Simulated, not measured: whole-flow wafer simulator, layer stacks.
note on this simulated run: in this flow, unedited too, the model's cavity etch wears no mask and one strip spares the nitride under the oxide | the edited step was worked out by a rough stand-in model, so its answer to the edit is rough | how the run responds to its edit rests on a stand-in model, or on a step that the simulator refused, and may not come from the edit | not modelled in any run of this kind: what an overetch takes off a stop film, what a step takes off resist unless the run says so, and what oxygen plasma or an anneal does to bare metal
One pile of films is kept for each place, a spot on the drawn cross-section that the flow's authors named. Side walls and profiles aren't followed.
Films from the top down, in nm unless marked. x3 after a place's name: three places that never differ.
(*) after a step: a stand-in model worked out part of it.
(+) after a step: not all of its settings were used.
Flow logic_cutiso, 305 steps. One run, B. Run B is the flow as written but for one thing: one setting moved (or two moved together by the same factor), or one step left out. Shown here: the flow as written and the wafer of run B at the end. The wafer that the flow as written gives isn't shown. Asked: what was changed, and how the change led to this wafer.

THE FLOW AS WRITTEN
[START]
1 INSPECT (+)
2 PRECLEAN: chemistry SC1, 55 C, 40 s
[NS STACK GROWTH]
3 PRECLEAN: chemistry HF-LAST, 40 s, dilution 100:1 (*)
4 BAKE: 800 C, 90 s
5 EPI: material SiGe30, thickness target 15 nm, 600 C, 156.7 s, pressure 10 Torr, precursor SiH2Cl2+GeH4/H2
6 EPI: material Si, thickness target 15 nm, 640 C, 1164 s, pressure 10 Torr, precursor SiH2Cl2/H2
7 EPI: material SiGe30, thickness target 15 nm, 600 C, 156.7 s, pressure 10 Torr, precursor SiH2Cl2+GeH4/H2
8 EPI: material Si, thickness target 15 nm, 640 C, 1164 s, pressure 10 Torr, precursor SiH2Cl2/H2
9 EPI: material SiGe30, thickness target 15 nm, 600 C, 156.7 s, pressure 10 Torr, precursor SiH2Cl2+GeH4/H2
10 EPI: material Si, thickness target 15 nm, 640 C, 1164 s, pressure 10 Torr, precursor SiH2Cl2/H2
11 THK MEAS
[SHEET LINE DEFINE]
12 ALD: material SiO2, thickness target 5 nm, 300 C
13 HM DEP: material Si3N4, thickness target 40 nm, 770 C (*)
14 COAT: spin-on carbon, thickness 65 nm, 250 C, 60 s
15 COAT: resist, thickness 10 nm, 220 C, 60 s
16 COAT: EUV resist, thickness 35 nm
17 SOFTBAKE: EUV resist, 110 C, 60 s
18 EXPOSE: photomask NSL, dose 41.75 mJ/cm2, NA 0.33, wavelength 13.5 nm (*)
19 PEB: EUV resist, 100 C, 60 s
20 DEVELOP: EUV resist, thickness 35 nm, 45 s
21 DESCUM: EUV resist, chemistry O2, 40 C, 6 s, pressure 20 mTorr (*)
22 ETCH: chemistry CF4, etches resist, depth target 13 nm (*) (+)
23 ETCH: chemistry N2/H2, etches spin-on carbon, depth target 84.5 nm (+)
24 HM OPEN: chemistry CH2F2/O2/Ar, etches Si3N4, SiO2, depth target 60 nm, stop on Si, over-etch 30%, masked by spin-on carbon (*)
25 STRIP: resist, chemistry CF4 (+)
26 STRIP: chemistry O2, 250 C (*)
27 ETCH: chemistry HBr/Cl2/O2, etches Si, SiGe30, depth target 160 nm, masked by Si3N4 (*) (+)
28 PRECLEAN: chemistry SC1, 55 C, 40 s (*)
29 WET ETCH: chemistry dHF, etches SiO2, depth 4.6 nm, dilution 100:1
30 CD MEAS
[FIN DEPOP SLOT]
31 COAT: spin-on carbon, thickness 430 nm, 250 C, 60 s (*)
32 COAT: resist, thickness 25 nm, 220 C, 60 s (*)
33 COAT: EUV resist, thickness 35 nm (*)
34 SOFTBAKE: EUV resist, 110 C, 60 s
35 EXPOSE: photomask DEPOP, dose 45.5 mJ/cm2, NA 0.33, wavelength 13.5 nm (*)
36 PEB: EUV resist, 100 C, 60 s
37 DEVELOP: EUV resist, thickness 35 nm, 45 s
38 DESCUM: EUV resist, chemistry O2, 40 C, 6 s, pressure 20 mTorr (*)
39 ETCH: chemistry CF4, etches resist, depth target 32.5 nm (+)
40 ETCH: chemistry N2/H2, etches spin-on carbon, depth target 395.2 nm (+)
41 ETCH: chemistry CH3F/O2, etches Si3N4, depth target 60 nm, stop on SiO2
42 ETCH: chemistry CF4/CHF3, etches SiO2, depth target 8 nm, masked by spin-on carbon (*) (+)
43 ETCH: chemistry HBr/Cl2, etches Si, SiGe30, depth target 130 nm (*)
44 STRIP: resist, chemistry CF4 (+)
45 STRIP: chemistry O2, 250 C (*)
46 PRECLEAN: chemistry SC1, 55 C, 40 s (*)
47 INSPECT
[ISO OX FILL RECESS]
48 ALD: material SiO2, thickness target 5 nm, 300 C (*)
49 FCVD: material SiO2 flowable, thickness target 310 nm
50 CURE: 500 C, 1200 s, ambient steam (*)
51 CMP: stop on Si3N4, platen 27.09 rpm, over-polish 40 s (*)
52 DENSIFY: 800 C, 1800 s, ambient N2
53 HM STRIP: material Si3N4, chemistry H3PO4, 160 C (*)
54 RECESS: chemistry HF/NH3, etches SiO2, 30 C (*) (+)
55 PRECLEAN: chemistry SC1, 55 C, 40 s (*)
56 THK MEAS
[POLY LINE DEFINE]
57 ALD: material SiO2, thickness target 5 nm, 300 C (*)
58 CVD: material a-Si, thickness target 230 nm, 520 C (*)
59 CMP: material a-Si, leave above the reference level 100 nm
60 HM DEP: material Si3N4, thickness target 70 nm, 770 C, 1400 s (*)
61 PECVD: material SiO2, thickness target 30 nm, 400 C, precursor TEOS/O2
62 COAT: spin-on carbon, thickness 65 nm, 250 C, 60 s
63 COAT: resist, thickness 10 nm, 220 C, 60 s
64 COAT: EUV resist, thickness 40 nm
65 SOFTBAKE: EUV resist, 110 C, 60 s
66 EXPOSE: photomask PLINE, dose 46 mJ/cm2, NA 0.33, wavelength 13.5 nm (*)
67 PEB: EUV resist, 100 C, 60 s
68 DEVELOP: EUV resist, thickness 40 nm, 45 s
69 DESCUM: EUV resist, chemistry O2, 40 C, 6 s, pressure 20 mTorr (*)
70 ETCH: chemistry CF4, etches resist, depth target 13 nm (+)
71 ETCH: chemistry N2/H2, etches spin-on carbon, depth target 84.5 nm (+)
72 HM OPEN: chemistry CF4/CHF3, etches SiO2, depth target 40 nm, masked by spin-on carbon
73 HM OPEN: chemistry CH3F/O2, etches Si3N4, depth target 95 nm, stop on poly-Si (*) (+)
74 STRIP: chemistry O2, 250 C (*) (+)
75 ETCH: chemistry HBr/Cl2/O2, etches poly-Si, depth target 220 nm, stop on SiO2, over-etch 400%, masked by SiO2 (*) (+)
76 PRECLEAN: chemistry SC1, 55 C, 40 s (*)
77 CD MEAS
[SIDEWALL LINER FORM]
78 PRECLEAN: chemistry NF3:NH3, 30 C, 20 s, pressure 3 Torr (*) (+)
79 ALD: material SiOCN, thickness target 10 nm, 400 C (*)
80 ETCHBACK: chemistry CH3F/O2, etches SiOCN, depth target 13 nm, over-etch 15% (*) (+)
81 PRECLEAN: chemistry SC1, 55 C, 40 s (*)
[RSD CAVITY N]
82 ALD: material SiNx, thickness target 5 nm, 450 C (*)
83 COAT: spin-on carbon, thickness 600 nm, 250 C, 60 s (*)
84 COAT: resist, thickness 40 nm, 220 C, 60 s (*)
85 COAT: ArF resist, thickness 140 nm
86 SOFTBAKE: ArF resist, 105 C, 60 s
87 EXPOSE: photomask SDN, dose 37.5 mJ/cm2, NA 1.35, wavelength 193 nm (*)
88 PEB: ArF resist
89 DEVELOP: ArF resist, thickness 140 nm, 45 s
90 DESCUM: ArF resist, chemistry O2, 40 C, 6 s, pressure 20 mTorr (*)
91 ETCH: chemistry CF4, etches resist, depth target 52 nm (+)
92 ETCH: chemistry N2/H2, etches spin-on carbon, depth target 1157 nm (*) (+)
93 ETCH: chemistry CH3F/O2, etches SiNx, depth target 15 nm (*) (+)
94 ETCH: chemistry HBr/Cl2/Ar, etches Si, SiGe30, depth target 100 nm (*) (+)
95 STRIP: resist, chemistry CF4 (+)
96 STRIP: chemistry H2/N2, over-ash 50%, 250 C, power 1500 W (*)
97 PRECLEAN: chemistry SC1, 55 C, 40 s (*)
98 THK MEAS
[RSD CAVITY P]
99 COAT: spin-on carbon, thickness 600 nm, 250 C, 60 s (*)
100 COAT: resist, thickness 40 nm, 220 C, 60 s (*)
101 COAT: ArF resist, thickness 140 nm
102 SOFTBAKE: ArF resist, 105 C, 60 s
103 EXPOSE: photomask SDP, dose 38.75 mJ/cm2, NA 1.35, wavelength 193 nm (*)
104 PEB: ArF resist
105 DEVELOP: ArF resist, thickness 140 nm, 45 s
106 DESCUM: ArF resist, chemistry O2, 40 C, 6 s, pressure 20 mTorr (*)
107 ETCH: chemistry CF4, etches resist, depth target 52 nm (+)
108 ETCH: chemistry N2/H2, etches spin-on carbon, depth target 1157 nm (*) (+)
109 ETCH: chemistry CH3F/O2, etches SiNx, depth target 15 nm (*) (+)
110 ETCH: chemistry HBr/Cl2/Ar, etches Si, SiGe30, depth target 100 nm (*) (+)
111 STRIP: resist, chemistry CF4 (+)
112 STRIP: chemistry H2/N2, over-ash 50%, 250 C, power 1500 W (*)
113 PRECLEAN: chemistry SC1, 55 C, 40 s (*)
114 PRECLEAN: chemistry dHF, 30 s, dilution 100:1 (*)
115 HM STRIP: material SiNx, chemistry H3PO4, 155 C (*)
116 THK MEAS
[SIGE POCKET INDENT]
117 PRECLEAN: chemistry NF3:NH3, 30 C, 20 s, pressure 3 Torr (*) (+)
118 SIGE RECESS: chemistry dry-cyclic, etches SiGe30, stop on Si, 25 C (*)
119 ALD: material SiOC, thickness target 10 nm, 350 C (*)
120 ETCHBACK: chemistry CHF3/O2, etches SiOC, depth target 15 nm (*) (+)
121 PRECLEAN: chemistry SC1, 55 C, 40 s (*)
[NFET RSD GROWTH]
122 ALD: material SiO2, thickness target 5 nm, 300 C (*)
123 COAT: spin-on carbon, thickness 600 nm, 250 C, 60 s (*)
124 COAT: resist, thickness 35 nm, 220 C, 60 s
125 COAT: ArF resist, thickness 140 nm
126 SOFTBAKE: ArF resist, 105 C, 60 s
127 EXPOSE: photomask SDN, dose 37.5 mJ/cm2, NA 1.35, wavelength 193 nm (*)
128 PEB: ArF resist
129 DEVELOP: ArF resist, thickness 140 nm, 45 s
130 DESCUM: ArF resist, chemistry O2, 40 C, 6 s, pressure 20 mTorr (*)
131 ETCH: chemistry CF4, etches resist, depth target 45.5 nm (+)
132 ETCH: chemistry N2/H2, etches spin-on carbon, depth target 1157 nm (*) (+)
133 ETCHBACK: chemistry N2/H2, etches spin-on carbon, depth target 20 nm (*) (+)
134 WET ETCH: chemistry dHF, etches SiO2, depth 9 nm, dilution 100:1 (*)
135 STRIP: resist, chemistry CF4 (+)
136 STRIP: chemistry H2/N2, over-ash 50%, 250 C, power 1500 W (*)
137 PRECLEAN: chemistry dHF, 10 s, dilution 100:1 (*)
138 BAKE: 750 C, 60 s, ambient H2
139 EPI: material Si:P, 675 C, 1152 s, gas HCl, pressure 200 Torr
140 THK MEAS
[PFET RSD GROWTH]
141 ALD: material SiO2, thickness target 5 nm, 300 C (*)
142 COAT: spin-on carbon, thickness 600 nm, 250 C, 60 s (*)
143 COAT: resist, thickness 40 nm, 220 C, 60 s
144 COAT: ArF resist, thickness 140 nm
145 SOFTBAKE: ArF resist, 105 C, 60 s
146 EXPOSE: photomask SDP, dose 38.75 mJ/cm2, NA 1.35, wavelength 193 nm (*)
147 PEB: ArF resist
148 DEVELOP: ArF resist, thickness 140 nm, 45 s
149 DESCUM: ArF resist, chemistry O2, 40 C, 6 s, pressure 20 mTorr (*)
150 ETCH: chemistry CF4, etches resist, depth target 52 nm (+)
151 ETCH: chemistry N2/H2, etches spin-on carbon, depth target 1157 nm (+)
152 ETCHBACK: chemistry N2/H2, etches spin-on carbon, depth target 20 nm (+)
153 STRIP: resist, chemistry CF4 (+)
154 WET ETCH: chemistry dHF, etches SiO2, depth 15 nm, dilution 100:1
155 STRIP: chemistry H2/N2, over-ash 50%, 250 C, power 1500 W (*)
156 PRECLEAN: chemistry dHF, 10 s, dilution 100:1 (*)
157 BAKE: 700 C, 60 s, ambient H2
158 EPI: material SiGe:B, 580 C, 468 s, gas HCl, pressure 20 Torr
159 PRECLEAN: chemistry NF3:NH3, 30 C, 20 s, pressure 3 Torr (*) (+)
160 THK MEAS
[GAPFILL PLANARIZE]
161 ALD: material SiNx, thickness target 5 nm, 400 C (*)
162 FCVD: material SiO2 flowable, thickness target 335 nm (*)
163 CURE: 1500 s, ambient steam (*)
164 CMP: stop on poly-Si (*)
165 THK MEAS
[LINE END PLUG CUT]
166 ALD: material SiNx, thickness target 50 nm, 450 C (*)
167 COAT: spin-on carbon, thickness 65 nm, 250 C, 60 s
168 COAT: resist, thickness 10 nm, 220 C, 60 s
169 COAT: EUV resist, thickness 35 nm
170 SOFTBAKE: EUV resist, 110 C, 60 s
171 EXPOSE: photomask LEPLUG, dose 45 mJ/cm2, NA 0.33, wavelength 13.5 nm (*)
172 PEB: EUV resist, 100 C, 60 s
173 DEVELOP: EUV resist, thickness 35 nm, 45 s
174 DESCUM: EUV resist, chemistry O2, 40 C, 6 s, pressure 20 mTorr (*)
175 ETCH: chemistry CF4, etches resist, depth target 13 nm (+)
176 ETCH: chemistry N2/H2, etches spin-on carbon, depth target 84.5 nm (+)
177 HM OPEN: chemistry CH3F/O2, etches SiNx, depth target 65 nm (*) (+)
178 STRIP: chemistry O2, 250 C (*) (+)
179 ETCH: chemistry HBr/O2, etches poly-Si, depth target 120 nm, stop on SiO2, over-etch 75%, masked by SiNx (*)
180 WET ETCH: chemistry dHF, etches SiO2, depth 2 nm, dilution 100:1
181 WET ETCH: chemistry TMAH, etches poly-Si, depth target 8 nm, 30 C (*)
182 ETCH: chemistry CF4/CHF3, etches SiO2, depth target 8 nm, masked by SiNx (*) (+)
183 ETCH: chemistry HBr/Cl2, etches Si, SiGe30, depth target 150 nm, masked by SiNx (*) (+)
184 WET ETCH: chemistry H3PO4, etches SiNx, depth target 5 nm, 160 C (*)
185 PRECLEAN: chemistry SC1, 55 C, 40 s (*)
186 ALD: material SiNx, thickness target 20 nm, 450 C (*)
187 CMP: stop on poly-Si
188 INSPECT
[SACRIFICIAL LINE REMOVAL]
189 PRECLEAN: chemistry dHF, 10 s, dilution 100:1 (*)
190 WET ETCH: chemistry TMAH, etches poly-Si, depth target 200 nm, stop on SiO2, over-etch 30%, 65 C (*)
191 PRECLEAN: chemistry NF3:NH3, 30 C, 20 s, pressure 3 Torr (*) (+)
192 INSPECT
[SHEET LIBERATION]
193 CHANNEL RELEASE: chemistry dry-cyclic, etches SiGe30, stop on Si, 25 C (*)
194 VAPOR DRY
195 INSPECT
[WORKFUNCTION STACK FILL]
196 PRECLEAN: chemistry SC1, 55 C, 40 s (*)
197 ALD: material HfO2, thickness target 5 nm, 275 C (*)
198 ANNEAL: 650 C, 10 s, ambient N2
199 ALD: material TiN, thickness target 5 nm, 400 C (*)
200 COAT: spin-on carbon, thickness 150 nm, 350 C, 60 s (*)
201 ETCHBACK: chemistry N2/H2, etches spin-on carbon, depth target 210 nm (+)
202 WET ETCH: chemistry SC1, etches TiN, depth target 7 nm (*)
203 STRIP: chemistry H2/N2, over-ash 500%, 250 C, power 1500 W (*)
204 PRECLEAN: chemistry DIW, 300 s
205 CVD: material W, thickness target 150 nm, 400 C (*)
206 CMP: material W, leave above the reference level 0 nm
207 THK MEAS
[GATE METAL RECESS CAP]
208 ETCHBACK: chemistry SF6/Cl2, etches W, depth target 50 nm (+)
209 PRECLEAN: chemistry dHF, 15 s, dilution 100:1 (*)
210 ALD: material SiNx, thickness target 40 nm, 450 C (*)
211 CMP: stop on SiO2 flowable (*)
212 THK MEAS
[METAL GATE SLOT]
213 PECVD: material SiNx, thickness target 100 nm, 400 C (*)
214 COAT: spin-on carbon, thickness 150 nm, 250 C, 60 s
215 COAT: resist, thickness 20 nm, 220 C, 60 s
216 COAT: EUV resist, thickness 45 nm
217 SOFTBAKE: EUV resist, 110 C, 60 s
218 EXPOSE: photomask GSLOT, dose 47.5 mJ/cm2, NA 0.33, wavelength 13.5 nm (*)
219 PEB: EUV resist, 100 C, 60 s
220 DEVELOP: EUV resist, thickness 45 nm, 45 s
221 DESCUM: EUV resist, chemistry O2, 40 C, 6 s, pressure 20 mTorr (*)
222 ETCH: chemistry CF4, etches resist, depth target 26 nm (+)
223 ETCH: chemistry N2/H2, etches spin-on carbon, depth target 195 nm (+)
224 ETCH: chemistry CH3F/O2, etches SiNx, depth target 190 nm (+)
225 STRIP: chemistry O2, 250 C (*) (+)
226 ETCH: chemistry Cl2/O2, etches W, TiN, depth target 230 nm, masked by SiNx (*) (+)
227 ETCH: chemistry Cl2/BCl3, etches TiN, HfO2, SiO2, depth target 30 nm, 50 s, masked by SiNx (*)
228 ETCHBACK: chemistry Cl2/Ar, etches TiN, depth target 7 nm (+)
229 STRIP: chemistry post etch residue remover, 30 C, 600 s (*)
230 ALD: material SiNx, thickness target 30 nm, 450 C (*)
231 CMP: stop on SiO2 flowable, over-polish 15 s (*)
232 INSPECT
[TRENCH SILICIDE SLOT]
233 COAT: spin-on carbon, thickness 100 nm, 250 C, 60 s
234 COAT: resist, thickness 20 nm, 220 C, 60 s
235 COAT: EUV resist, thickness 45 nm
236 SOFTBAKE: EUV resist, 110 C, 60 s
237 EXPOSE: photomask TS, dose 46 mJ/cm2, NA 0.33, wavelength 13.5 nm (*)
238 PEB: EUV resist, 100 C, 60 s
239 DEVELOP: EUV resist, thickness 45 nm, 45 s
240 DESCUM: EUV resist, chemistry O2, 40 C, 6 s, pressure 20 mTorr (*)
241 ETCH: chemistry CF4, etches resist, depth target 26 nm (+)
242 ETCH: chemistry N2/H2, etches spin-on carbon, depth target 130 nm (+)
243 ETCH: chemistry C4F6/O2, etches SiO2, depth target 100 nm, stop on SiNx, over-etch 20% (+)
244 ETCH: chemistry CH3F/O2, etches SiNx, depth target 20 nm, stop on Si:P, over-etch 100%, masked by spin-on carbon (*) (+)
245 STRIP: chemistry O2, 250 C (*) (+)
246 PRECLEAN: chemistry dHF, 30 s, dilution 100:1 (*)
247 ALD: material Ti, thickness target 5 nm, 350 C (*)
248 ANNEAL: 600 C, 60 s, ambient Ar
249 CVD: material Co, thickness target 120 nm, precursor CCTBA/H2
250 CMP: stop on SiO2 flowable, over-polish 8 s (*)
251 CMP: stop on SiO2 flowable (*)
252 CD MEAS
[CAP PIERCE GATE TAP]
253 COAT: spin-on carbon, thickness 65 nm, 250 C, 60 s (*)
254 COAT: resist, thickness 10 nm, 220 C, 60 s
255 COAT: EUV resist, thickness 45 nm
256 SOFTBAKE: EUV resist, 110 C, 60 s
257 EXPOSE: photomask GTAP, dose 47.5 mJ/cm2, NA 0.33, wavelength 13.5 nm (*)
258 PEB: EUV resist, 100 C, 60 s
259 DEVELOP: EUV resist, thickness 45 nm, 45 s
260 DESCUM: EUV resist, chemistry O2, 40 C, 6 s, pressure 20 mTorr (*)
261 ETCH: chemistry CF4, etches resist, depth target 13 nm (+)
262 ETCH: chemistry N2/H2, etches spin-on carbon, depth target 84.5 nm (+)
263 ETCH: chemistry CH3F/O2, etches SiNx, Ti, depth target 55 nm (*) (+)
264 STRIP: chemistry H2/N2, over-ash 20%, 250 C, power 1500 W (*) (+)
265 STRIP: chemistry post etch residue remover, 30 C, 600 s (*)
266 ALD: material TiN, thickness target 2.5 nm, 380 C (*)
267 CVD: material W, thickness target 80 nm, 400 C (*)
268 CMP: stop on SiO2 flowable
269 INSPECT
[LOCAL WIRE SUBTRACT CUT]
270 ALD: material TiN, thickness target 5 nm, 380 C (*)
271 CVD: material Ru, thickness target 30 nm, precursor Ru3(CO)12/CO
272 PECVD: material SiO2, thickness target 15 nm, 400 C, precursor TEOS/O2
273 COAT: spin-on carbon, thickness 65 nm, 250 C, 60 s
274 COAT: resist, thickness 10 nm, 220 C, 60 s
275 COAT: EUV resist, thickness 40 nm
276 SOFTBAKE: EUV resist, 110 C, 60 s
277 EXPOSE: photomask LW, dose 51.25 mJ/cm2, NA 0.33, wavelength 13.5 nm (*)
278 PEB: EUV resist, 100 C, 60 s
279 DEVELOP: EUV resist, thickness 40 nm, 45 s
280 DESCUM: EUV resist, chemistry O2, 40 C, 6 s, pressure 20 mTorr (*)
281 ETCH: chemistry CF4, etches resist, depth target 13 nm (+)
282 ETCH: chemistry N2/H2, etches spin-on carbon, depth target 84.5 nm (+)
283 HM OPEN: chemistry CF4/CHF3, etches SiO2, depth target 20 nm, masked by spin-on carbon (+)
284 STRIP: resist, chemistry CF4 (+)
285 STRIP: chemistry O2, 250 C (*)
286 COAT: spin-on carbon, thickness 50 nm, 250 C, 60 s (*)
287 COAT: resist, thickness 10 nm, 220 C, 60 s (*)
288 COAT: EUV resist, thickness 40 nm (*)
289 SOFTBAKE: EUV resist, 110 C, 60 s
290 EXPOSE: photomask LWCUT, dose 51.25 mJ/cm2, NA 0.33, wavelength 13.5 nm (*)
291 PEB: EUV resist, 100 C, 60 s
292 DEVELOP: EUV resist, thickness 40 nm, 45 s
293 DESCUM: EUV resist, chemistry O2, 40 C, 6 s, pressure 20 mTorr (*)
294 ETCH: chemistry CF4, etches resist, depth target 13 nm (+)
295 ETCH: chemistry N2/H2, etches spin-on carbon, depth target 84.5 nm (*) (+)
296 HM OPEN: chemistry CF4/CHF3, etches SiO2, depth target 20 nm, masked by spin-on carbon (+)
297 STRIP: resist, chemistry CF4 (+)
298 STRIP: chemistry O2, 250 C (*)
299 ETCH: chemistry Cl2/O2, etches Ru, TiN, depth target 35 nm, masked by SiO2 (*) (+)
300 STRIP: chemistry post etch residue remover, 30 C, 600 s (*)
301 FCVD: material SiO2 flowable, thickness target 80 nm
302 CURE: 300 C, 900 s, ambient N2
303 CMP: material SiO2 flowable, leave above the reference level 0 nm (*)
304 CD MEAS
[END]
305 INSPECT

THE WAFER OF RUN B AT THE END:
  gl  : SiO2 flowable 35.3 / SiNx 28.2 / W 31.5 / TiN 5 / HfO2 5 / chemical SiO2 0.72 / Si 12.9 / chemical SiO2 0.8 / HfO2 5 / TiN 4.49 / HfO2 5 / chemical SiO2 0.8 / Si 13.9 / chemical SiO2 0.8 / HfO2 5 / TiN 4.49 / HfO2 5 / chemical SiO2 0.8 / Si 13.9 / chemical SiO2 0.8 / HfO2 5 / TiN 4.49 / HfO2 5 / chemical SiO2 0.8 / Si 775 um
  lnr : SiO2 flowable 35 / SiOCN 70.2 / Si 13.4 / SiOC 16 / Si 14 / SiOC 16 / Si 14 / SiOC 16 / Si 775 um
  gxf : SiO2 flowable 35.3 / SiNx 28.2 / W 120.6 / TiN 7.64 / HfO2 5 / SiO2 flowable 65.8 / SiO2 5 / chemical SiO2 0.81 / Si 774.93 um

The cause: step 75, ETCH: over-etch 200% was run, where the flow has over-etch 400%.

How the change led to this, step by step:
  75 ETCH: chemistry HBr/Cl2/O2, etches poly-Si, depth target 220 nm, stop on SiO2, over-etch 400%, masked by SiO2 (*) (+)
      lnr, lnrp, lnrt, rsdn, rsdp, rsdw, rsdx: chemical SiO2 -0.79 (all of it), poly-Si -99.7 (all of it), SiO2 -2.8 (as written it would be: chemical SiO2 -0.79 (all of it), poly-Si -99.7 (all of it), SiO2 -5 (all of it))
      depop, dpovl, gfld and 10 more: SiO2 -7.69 (as written it would be: SiO2 -9.58)
      (and at 2 more places)
  78 PRECLEAN: chemistry NF3:NH3, 30 C, 20 s, pressure 3 Torr (*) (+)
      lnr, lnrp, lnrt, rsdn, rsdp, rsdw, rsdx: SiO2 -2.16 (all of it), chemical SiO2 -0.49 (all of it) (as written it would be: chemical SiO2 -0.52 (all of it))
      iso, lnri: SiO2 -2.6 (all of it), SiO2 flowable -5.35 (as written it would be: SiO2 -0.41 (all of it), SiO2 flowable -7.89)
  120 ETCHBACK: chemistry CHF3/O2, etches SiOC, depth target 15 nm (*) (+)
      gl, tap: SiOC -10 (all of it), SiO2 -5 (as written it would be: SiOC -10 (all of it), SiO2 -4.21 (all of it), Si3N4 -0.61)
      glp: SiOC -10 (all of it), SiO2 -5 (as written it would be: SiOC -10 (all of it), SiO2 -4.25 (all of it), Si3N4 -0.58)
      (and at 2 more places)
  122 ALD: material SiO2, thickness target 5 nm, 300 C (*)
      gl, glp, tap: SiO2 +5 (as written it would be: SiO2 +5 (new film))
      gxn: SiO2 +7.05 (as written it would be: SiO2 +6.76 (new film))
      (and at 1 more place)
  132 ETCH: chemistry N2/H2, etches spin-on carbon, depth target 1157 nm (*) (+)
      gl, tap: spin-on carbon -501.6 (all of it), SiO2 -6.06 (all of it) (as written it would be: spin-on carbon -501.7 (all of it), SiO2 -5 (all of it), Si3N4 -0.5)
  133 ETCHBACK: chemistry N2/H2, etches spin-on carbon, depth target 20 nm (*) (+)
      gxn: SiO2 -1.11 (as written it would be: SiO2 -0.7 (all of it), Si3N4 -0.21)
  134 WET ETCH: chemistry dHF, etches SiO2, depth 9 nm, dilution 100:1 (*)
      gxn: SiO2 -1.9 (all of it), Si3N4 -0.21 (as written it would be: Si3N4 -0.34)
  141 ALD: material SiO2, thickness target 5 nm, 300 C (*)
      gxn: SiO2 +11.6 (new film) (as written it would be: SiO2 +10.1 (new film))
  153 STRIP: resist, chemistry CF4 (+)
      gxp: SiO2 -5.33 (as written it would be: SiO2 -3.06 (all of it))
      glp: SiO2 -2.43 (all of it) (as written it would be: SiO2 -1.36 (all of it))
  161 ALD: material SiNx, thickness target 5 nm, 400 C (*)
      gxp: SiNx +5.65 (new film) (as written it would be: SiNx +5 (new film))
  164 CMP: stop on poly-Si (*)
      depop, dpovl, isow, ns, nsgap: SiO2 flowable -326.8 (all of it), SiNx -5 (all of it), SiO2 -6.02 (all of it), Si3N4 -70 (all of it) (as written it would be: SiO2 flowable -326.8 (all of it), SiNx -5 (all of it), SiO2 -4.13 (all of it), Si3N4 -70 (all of it))
      gfld, gxf: SiO2 flowable -251.6 (all of it), SiNx -5 (all of it), SiO2 -6.02 (all of it), Si3N4 -70 (all of it) (as written it would be: SiO2 flowable -251.9 (all of it), SiNx -5 (all of it), SiO2 -4.13 (all of it), Si3N4 -70 (all of it))
      (and at 9 more places)
  197 ALD: material HfO2, thickness target 5 nm, 275 C (*)
      gxf: HfO2 +5 (new film) (as written it would be: HfO2 +7.7 (new film))
  199 ALD: material TiN, thickness target 5 nm, 400 C (*)
      gfld: TiN +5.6 (new film) (as written it would be: TiN +7.64 (new film))
      gxf: TiN +7.64 (new film) (as written it would be: TiN +5 (new film))
  226 ETCH: chemistry Cl2/O2, etches W, TiN, depth target 230 nm, masked by SiNx (*) (+)
      gfld: W -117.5 (all of it), TiN -5.6 (all of it), HfO2 -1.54 (as written it would be: W -115.4 (all of it), TiN -7.64 (all of it), HfO2 -1.54)
